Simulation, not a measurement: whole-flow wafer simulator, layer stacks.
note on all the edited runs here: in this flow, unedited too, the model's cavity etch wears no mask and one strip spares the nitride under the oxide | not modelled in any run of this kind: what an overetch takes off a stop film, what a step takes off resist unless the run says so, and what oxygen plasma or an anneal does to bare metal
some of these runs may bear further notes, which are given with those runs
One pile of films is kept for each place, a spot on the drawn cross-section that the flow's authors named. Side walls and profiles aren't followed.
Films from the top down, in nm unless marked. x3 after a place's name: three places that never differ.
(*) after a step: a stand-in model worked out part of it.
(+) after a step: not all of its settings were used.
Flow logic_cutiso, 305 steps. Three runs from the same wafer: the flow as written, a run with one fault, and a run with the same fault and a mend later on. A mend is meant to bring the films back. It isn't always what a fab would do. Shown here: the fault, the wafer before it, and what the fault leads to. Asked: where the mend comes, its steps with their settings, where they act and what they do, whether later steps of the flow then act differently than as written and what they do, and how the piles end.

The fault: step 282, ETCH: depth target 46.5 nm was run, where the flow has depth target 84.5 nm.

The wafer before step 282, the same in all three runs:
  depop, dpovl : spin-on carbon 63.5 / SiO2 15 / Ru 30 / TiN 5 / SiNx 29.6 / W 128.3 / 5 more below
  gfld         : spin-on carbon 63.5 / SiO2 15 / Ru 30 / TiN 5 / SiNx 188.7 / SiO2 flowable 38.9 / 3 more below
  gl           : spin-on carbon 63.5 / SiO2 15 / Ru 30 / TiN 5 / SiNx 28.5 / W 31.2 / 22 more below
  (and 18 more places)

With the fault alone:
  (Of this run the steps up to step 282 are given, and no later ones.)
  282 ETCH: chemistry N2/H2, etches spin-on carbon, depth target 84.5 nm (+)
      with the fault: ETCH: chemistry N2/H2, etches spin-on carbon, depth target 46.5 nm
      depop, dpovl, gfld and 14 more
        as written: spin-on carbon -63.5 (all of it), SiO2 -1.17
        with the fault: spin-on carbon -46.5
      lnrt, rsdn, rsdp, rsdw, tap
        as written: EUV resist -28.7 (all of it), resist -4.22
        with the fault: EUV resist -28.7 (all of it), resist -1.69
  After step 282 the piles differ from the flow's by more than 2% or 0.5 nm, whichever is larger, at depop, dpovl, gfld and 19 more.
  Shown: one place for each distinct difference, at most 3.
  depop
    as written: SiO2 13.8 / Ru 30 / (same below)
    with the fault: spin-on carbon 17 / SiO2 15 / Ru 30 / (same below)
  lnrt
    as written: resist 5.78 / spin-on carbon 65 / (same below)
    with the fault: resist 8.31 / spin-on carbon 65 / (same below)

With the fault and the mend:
  The mend comes after step 282.
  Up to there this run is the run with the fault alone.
  282a ETCH: chemistry N2/H2, etches spin-on carbon, depth target 38 nm (*) (+) (the flow's step 282 once more, with other settings)
      depop, dpovl, gfld and 14 more
        spin-on carbon -17 (all of it), SiO2 -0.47
      lnrt, rsdn, rsdp, rsdw, tap
        resist -1.7
  Later steps of the flow that act differently than as written (6 more steps differ only slightly, by at most 2% or 0.5 nm, whichever is larger, and aren't shown):
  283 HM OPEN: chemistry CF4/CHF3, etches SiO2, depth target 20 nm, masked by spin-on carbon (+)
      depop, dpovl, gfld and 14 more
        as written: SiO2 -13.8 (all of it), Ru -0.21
        with the mend: SiO2 -14.5 (all of it), Ru -0.18
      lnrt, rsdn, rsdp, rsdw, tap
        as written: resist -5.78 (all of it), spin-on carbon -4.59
        with the mend: resist -6.61 (all of it), spin-on carbon -4.32
  At the end the piles differ from the flow's only slightly at the places that both follow, by at most 2% or 0.5 nm, whichever is larger.
